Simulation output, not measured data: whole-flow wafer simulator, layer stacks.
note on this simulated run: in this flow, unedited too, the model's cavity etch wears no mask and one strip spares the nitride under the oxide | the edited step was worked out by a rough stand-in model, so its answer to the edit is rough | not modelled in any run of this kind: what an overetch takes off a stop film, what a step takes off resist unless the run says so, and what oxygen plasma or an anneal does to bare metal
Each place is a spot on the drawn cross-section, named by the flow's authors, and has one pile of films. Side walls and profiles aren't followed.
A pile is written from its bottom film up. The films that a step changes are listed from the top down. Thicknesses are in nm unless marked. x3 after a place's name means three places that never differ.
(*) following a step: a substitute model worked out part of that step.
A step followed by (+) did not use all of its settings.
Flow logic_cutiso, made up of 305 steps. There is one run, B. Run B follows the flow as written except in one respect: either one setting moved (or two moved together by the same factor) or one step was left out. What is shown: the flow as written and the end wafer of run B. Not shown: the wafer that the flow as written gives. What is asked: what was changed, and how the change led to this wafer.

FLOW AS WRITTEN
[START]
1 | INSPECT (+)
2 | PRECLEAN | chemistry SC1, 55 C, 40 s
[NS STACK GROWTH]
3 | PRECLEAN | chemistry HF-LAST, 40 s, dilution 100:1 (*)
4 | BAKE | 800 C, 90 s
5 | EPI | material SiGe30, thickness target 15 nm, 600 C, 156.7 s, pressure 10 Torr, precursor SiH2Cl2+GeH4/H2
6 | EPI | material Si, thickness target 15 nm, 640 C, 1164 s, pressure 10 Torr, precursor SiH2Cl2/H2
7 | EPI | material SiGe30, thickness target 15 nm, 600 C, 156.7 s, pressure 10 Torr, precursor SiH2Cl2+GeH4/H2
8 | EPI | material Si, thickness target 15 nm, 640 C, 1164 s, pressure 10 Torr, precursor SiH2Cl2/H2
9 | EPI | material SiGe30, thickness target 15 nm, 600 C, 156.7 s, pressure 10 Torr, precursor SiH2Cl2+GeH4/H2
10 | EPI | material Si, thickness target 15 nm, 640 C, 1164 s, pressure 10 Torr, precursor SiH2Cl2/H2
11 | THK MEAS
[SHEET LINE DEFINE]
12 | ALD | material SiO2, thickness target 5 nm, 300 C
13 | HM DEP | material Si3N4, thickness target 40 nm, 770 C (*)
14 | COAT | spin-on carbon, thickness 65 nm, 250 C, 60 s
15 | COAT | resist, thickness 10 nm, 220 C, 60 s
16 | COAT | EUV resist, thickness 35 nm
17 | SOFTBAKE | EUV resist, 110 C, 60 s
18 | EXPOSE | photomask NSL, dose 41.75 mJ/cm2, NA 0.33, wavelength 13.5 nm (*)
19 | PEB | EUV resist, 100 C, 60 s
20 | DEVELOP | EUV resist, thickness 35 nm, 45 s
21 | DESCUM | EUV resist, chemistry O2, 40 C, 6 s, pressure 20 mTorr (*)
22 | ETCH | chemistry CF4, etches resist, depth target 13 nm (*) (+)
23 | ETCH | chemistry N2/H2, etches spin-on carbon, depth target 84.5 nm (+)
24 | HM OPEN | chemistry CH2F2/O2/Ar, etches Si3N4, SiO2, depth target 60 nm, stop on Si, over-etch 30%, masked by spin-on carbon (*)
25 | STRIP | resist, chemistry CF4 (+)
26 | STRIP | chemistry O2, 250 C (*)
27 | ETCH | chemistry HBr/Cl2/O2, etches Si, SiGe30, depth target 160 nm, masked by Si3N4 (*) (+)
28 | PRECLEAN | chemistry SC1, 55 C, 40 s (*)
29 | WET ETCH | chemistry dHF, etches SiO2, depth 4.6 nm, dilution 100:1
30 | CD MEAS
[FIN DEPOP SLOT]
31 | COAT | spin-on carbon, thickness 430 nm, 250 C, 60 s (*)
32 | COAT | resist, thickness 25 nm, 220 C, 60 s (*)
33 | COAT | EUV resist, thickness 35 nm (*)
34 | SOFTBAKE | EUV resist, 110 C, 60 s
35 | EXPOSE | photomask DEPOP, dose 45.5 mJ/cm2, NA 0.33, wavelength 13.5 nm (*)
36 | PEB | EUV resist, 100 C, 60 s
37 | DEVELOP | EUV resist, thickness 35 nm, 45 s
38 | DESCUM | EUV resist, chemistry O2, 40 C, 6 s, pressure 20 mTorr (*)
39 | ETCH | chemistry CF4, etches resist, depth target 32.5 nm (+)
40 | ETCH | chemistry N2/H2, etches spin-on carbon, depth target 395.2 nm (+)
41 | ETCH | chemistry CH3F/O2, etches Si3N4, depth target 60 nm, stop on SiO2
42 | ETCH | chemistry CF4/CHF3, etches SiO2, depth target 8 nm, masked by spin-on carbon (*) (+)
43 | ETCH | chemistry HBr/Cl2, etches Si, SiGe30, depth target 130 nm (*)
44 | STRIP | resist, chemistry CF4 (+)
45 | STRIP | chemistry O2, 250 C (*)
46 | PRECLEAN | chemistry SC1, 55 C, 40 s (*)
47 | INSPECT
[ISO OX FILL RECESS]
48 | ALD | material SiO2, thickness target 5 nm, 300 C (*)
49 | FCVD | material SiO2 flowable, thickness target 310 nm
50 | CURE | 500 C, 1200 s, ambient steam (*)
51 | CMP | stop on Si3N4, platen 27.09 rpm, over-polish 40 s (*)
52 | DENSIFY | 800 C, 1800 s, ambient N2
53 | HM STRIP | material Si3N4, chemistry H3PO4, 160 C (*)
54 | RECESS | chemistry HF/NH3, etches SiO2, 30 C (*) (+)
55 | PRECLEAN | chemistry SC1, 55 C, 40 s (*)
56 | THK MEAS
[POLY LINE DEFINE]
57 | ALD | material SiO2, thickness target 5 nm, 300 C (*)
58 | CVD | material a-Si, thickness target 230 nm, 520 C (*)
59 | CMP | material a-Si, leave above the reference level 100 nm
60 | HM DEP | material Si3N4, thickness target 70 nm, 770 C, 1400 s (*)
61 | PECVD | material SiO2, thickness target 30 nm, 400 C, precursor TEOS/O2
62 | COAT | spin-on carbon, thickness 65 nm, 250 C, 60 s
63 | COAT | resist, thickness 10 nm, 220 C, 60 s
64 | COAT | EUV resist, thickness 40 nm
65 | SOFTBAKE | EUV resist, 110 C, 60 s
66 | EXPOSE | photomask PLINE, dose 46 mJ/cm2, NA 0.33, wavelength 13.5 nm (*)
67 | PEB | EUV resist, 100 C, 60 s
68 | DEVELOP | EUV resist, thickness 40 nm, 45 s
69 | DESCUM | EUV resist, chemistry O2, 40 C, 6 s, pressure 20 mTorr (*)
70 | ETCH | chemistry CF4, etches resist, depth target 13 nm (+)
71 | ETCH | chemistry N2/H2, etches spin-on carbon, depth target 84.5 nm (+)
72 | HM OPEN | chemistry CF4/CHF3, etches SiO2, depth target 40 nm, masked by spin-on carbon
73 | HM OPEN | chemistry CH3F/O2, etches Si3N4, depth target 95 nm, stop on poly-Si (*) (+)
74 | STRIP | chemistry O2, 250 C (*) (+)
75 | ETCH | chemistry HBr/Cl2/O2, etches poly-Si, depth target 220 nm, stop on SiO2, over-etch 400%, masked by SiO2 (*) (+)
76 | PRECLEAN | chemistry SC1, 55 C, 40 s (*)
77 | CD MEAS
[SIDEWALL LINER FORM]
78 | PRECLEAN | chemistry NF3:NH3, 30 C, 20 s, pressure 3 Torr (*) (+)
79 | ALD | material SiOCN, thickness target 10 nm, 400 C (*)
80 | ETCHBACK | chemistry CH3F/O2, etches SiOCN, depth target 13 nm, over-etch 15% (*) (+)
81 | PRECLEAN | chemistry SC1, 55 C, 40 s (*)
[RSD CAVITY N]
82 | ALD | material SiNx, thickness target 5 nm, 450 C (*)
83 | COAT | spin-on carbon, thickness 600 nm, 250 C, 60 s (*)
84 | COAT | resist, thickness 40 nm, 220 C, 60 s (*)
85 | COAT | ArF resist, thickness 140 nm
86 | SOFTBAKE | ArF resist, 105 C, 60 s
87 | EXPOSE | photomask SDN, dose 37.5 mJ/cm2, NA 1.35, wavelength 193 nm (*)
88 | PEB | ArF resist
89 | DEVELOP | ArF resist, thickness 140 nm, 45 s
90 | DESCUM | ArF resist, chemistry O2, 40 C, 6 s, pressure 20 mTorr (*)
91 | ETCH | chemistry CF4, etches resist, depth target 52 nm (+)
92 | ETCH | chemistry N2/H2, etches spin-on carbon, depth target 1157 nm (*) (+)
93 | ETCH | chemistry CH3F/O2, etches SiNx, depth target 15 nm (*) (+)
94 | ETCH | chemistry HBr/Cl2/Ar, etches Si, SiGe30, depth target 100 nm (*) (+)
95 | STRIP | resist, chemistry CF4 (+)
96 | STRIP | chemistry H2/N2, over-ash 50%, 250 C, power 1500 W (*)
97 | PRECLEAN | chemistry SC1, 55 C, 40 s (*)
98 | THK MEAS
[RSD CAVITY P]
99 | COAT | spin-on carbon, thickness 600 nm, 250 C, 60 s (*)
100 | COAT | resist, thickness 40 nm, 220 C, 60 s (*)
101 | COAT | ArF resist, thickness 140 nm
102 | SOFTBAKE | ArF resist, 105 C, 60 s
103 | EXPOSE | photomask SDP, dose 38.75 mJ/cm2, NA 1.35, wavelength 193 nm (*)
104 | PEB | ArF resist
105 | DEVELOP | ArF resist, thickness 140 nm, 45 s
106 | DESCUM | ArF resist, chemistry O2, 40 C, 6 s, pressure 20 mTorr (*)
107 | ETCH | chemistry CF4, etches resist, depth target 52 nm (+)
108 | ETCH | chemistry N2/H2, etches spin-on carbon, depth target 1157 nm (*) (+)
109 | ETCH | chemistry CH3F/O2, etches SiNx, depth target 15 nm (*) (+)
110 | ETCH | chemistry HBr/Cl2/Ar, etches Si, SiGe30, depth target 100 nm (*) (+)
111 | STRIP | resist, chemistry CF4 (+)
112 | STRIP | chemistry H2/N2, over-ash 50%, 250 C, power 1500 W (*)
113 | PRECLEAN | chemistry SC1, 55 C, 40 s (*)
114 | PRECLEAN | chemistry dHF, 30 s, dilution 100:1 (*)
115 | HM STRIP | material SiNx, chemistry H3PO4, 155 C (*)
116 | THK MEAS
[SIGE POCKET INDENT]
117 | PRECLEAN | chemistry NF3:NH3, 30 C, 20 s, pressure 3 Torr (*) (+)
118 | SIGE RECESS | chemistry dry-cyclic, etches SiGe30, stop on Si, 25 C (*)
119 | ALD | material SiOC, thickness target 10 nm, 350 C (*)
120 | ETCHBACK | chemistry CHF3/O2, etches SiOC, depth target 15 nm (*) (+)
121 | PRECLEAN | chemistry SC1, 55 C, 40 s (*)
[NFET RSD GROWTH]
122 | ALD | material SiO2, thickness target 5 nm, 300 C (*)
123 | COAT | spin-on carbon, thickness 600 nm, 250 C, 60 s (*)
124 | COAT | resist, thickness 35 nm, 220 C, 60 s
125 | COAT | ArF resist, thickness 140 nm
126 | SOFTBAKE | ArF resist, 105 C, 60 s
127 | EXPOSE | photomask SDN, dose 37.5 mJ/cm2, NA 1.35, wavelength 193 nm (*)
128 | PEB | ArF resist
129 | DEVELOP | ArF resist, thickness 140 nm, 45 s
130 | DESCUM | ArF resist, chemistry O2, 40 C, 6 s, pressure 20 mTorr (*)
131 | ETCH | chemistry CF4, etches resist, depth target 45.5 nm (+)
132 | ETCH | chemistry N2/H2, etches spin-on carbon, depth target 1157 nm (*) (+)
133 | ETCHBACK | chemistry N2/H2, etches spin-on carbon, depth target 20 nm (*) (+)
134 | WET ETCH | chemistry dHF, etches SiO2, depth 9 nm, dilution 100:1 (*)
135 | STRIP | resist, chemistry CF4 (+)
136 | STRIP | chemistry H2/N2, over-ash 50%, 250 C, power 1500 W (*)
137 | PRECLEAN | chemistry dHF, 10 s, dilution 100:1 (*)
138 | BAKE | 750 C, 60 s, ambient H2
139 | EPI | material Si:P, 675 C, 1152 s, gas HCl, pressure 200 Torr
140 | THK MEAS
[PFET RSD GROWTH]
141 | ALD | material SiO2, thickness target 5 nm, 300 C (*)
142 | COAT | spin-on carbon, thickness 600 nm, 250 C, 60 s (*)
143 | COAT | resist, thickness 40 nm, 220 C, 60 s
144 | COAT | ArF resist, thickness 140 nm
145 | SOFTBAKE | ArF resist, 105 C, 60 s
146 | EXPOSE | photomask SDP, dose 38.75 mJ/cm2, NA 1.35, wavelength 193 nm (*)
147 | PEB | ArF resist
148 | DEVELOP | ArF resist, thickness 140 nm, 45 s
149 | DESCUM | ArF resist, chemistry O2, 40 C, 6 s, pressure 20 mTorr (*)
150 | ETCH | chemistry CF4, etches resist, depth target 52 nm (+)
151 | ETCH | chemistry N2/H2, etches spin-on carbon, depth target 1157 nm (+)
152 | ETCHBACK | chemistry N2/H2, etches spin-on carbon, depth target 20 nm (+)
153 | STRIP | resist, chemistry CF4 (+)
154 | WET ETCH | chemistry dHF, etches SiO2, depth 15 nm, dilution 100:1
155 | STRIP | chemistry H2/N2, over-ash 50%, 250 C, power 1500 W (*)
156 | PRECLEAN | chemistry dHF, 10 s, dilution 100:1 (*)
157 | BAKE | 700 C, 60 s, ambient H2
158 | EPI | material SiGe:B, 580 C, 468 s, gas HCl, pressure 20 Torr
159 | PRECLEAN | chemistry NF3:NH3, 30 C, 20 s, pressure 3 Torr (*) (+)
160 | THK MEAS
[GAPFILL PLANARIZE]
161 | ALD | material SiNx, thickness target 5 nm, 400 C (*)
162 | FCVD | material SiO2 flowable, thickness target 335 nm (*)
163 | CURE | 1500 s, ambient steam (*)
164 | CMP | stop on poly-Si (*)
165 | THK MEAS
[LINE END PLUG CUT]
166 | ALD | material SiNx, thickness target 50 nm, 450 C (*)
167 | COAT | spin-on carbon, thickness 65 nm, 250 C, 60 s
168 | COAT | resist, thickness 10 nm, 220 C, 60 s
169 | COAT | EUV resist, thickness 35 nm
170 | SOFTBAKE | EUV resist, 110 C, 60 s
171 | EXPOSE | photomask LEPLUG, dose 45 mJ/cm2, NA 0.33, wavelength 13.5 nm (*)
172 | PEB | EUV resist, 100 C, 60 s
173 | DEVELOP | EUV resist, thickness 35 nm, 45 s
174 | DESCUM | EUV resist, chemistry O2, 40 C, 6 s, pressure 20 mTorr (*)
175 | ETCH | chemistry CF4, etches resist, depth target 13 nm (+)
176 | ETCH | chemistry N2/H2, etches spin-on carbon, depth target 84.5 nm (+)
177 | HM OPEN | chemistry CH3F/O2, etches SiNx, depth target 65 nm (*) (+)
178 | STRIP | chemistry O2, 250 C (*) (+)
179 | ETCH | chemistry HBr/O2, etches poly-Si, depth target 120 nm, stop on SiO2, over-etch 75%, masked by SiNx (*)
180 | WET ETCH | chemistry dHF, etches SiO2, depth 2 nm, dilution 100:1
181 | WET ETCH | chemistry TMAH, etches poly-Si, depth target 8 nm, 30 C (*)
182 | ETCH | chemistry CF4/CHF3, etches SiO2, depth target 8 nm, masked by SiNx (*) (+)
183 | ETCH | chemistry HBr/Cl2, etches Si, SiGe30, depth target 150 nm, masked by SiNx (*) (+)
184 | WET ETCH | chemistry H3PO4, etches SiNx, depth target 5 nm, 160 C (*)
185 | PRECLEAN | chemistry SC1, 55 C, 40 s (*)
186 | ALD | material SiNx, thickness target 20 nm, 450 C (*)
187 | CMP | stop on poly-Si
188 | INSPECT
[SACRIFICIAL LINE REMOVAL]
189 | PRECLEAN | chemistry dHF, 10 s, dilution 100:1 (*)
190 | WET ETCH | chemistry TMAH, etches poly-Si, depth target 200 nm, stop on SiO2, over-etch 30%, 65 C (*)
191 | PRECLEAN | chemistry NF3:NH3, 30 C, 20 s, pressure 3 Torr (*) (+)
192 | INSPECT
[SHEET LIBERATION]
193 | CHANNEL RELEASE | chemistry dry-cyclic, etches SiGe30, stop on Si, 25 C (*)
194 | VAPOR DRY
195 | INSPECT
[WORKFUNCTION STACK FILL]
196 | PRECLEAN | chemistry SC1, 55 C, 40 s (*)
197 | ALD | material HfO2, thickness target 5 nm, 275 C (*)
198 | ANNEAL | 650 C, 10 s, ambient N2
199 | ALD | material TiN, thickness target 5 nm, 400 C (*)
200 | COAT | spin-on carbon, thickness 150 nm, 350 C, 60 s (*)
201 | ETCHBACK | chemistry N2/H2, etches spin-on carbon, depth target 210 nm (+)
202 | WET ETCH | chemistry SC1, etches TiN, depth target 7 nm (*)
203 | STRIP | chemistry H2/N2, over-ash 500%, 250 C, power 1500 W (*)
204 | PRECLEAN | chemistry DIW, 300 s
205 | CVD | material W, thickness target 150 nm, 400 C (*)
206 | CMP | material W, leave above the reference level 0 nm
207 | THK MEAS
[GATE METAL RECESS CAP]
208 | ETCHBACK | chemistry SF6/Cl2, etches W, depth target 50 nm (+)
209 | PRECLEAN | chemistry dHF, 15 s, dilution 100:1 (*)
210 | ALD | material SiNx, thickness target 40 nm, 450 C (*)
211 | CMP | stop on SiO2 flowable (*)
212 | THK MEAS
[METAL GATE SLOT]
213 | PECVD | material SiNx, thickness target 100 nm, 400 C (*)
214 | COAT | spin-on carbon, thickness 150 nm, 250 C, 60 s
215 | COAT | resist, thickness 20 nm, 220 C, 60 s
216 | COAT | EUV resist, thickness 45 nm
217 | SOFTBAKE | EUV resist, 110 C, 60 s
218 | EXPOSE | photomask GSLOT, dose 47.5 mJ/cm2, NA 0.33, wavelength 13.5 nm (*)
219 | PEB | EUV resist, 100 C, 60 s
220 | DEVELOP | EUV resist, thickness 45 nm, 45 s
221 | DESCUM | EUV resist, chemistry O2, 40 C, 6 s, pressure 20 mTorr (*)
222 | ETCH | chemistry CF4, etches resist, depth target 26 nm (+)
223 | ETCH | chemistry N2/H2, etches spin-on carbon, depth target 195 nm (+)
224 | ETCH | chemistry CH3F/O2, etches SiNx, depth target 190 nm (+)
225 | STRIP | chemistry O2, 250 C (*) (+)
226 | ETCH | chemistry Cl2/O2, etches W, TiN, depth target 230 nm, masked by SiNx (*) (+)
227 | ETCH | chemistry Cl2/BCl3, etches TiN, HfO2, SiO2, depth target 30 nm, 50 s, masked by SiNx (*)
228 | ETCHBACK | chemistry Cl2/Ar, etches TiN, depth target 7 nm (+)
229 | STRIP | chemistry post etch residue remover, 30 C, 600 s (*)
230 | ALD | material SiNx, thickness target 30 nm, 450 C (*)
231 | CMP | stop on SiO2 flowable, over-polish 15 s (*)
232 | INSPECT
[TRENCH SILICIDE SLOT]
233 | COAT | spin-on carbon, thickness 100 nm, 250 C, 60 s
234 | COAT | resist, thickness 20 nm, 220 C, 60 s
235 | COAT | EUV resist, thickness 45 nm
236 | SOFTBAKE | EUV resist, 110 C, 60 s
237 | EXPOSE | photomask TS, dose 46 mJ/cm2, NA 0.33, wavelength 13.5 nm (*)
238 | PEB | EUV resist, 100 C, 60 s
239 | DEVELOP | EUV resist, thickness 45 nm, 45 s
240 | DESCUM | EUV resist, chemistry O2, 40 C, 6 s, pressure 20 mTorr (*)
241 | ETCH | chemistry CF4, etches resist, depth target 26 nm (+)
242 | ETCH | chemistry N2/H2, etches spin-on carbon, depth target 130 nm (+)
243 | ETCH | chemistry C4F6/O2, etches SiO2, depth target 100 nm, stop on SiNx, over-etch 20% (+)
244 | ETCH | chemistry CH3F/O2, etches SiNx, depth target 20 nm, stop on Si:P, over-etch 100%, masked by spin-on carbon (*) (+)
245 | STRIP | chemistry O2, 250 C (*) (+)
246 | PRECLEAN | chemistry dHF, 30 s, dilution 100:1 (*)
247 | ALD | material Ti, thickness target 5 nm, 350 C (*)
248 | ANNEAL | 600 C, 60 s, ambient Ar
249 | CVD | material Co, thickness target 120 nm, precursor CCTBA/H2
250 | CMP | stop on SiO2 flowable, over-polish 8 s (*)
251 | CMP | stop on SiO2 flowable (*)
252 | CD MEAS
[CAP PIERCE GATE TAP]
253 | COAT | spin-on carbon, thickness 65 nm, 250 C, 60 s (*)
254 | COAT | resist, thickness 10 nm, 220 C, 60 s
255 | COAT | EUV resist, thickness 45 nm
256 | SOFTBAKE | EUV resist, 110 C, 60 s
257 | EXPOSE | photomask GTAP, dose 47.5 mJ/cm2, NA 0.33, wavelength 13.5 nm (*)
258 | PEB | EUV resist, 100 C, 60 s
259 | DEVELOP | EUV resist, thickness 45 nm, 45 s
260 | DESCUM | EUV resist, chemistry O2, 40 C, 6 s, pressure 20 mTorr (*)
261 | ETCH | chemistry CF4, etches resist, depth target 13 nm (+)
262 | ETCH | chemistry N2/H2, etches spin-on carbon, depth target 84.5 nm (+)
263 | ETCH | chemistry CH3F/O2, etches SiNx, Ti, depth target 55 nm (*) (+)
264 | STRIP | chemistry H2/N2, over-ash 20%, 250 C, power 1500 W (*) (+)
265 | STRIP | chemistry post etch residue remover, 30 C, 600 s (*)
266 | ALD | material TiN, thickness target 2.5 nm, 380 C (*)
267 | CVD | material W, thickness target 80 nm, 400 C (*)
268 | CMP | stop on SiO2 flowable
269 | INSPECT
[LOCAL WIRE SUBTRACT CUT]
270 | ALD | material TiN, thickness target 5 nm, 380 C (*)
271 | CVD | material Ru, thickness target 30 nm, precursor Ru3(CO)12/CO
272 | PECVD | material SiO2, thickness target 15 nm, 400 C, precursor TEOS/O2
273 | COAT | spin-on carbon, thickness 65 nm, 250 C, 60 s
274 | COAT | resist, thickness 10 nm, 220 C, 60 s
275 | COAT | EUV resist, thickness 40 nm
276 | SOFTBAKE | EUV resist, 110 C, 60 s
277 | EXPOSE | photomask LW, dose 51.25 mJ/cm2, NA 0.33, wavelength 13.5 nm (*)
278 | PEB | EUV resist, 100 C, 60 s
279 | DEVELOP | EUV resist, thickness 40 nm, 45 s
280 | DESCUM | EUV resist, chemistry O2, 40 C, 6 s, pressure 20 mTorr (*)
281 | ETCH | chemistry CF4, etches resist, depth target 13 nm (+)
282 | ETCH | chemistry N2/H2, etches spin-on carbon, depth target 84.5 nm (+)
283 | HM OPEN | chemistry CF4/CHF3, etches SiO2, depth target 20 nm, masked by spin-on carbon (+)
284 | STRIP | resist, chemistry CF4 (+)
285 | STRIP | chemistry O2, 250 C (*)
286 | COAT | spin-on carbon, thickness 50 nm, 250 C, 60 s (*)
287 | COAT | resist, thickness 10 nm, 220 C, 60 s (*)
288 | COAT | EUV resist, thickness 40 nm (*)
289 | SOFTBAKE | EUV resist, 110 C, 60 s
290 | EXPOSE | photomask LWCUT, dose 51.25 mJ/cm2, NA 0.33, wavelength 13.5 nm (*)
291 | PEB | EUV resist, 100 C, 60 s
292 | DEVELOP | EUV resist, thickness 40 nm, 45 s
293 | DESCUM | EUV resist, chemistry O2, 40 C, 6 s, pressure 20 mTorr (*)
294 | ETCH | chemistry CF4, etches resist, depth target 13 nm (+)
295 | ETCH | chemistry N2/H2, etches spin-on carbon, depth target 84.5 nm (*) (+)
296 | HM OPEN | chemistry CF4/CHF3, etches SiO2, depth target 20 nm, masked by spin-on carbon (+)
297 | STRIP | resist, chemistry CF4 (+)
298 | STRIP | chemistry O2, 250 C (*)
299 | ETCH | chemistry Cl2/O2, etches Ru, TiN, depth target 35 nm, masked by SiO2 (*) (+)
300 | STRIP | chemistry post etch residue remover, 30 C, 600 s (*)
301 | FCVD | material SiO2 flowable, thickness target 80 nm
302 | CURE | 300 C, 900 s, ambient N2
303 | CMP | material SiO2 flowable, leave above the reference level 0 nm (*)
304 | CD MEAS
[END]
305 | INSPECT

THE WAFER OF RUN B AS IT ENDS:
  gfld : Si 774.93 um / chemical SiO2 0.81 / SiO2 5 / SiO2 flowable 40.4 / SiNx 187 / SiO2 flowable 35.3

The reason: step 227, ETCH: depth target 28.5 nm was run, whereas the flow has depth target 30 nm.

The path from the change to this, step by step:
  227 | ETCH | chemistry Cl2/BCl3, etches TiN, HfO2, SiO2, depth target 30 nm, 50 s, masked by SiNx (*)
      gfld: HfO2 loses 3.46 (all of it), SiO2 flowable loses 25 (as written it would have been: HfO2 loses 3.46 (all of it), SiO2 flowable loses 26.5)
